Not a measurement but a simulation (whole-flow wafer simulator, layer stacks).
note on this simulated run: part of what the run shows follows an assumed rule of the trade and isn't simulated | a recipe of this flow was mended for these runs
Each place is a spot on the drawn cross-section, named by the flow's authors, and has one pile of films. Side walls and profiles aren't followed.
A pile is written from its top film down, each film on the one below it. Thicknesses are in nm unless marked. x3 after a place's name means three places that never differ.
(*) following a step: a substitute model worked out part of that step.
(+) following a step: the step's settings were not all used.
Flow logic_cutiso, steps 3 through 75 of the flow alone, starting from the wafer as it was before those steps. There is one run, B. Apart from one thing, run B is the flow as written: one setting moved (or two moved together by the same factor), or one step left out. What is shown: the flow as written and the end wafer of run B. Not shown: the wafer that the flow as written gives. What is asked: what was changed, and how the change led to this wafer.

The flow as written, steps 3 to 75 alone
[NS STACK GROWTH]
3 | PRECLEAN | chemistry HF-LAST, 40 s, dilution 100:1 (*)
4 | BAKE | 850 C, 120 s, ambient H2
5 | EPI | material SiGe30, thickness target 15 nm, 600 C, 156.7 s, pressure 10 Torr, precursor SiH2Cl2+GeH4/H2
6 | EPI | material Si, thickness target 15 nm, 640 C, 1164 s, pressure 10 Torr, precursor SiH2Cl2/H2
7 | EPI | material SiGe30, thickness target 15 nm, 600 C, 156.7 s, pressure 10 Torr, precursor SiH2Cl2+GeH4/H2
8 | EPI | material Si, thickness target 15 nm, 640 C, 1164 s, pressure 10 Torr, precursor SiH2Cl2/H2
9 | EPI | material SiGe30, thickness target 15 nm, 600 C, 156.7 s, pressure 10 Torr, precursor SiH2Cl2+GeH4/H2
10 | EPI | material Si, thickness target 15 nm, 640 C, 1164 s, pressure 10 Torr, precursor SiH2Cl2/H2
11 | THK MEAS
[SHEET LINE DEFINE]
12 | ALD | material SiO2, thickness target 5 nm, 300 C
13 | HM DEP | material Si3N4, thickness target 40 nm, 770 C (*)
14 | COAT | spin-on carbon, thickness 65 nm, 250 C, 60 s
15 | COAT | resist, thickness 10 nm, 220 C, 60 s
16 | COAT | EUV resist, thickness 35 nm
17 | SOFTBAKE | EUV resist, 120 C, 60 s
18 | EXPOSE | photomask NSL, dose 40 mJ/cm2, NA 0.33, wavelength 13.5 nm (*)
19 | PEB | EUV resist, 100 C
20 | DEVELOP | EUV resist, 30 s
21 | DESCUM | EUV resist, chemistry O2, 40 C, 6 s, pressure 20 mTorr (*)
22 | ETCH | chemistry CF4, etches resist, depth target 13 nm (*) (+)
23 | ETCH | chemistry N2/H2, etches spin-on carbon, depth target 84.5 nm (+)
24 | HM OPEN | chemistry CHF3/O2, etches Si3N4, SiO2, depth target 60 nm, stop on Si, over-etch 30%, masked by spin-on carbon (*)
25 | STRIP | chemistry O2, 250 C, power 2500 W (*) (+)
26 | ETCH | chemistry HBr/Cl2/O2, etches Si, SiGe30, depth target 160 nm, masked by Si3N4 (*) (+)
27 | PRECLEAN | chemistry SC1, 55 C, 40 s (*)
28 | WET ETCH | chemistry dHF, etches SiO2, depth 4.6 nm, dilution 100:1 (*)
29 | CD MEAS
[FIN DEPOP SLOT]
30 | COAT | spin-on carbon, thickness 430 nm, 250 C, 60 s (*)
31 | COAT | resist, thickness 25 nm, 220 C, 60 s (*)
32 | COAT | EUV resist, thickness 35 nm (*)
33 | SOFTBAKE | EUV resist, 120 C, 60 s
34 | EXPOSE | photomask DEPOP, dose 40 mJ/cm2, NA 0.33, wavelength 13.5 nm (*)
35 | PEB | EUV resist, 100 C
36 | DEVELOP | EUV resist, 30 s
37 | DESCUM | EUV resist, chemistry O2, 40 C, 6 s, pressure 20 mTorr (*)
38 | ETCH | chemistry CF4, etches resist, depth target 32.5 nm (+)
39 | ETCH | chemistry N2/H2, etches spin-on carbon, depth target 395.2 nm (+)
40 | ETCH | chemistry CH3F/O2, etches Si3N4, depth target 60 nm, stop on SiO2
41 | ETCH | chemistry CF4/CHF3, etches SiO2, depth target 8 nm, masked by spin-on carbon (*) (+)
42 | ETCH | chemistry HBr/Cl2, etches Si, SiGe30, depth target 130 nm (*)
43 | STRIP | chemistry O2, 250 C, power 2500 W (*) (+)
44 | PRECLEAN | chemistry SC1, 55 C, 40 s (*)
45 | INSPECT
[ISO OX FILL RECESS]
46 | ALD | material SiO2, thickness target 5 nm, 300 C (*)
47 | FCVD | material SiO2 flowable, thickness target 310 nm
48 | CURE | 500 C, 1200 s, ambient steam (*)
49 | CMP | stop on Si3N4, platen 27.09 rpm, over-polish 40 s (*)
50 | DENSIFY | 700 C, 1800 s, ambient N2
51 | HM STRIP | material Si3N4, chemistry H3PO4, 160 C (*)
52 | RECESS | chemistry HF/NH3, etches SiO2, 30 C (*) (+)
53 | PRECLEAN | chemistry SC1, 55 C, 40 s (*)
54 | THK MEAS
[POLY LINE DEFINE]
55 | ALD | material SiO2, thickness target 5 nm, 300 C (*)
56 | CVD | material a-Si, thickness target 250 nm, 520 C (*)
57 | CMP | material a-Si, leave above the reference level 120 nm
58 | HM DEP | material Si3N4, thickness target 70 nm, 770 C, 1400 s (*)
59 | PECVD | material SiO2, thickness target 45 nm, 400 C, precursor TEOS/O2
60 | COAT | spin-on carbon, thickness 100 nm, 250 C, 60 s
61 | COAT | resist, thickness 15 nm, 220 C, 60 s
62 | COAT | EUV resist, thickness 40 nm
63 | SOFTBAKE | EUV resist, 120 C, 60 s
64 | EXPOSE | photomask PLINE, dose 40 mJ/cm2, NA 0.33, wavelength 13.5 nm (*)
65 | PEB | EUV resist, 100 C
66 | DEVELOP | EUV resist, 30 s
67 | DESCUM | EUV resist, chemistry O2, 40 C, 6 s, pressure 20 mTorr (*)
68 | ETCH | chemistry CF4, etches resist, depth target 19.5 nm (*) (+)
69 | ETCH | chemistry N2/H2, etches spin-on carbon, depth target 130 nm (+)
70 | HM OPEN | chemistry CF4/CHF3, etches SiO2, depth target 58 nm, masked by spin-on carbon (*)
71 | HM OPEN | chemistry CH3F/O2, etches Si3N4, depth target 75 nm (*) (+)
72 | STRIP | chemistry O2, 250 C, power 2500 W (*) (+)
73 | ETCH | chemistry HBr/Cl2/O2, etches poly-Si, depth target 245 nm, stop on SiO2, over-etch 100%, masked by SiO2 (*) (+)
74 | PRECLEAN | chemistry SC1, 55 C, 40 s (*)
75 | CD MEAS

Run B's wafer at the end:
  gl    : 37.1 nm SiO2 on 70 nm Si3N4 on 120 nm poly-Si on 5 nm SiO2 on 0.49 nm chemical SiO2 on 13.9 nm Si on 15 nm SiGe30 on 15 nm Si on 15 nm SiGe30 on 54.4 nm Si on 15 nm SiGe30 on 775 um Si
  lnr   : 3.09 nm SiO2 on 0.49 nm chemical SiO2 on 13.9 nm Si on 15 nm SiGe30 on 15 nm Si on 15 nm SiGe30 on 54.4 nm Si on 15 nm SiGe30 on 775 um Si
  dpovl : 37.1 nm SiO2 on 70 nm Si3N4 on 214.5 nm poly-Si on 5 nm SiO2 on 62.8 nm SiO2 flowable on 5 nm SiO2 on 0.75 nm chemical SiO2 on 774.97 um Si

Cause: step 6, EPI: 672 C was run, while the flow as written has 640 C.

How this came from the change, step by step:
  6 | EPI | material Si, thickness target 15 nm, 640 C, 1164 s, pressure 10 Torr, precursor SiH2Cl2/H2
      depop, dpovl, gfld and 19 more: Si gains 54.4 (new film) (it would be, as written: Si gains 15 (new film))
  26 | ETCH | chemistry HBr/Cl2/O2, etches Si, SiGe30, depth target 160 nm, masked by Si3N4 (*) (+)
      dpovl, gfld, gxf, iso, isow, lnri, nsgap: chemical SiO2 loses 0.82 (all of it), Si loses 12 (all of it), SiGe30 loses 15 (all of it), Si loses 15 (all of it), SiGe30 loses 15 (all of it), Si loses 54.4 (all of it), SiGe30 loses 15 (all of it), Si loses 33.6 (it would be, as written: chemical SiO2 loses 0.82 (all of it), Si loses 12 (all of it), SiGe30 loses 15 (all of it), Si loses 15 (all of it), SiGe30 loses 15 (all of it), Si loses 15 (all of it), SiGe30 loses 15 (all of it), Si loses 73)
  42 | ETCH | chemistry HBr/Cl2, etches Si, SiGe30, depth target 130 nm (*)
      depop: Si loses 13.8 (all of it), SiGe30 loses 15 (all of it), Si loses 15 (all of it), SiGe30 loses 15 (all of it), Si loses 54.4 (all of it), SiGe30 loses 15 (all of it), Si loses 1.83 (it would be, as written: Si loses 13.8 (all of it), SiGe30 loses 15 (all of it), Si loses 15 (all of it), SiGe30 loses 15 (all of it), Si loses 15 (all of it), SiGe30 loses 15 (all of it), Si loses 41.2)
